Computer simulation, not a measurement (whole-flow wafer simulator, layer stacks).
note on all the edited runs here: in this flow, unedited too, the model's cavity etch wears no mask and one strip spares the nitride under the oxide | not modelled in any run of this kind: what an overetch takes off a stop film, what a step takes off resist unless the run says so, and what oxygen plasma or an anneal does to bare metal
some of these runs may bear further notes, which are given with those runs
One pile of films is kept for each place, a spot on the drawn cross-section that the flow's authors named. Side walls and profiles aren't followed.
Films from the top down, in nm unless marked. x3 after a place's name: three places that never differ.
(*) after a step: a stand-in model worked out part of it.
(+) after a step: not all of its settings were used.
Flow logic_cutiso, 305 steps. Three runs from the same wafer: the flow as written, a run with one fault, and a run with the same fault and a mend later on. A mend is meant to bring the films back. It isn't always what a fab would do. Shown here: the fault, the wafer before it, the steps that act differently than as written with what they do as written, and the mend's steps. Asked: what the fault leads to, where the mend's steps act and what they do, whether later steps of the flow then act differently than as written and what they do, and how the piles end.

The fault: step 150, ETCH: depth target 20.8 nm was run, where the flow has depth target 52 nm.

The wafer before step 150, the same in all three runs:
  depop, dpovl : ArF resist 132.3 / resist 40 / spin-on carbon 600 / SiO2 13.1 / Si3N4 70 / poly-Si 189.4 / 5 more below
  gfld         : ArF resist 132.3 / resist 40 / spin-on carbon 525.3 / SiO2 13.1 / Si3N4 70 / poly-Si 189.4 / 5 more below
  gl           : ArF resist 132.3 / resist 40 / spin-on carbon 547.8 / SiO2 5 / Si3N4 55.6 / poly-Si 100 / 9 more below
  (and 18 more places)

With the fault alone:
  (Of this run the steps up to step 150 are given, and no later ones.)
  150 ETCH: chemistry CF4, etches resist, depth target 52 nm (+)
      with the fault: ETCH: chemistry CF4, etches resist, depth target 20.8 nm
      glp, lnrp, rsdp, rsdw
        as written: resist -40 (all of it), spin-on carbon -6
        with the fault: resist -20.8
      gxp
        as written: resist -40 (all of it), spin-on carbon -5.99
        with the fault: resist -20.8
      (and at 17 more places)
  After step 150 the piles differ from the flow's by more than 2% or 0.5 nm, whichever is larger, at depop, dpovl, gfld and 19 more.
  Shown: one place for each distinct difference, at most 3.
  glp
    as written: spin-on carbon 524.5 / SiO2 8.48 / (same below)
    with the fault: resist 19.2 / spin-on carbon 530.5 / SiO2 8.48 / (same below)
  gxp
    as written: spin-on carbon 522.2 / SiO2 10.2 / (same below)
    with the fault: resist 19.2 / spin-on carbon 528.2 / SiO2 10.2 / (same below)
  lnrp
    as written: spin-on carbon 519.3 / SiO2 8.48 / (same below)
    with the fault: resist 19.2 / spin-on carbon 525.3 / SiO2 8.48 / (same below)

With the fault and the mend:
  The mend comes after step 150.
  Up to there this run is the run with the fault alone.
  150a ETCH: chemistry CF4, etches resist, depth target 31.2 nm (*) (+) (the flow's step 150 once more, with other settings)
      depop, dpovl, gfld and 14 more
        ArF resist -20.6
      glp, gxp, lnrp, rsdp, rsdw
        resist -19.2 (all of it), spin-on carbon -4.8
  No later step of the flow acts differently than as written, at any place that is followed, by more than 2% or 0.5 nm, whichever is larger.
  At the end the piles are the same as the flow's at every place that both follow.
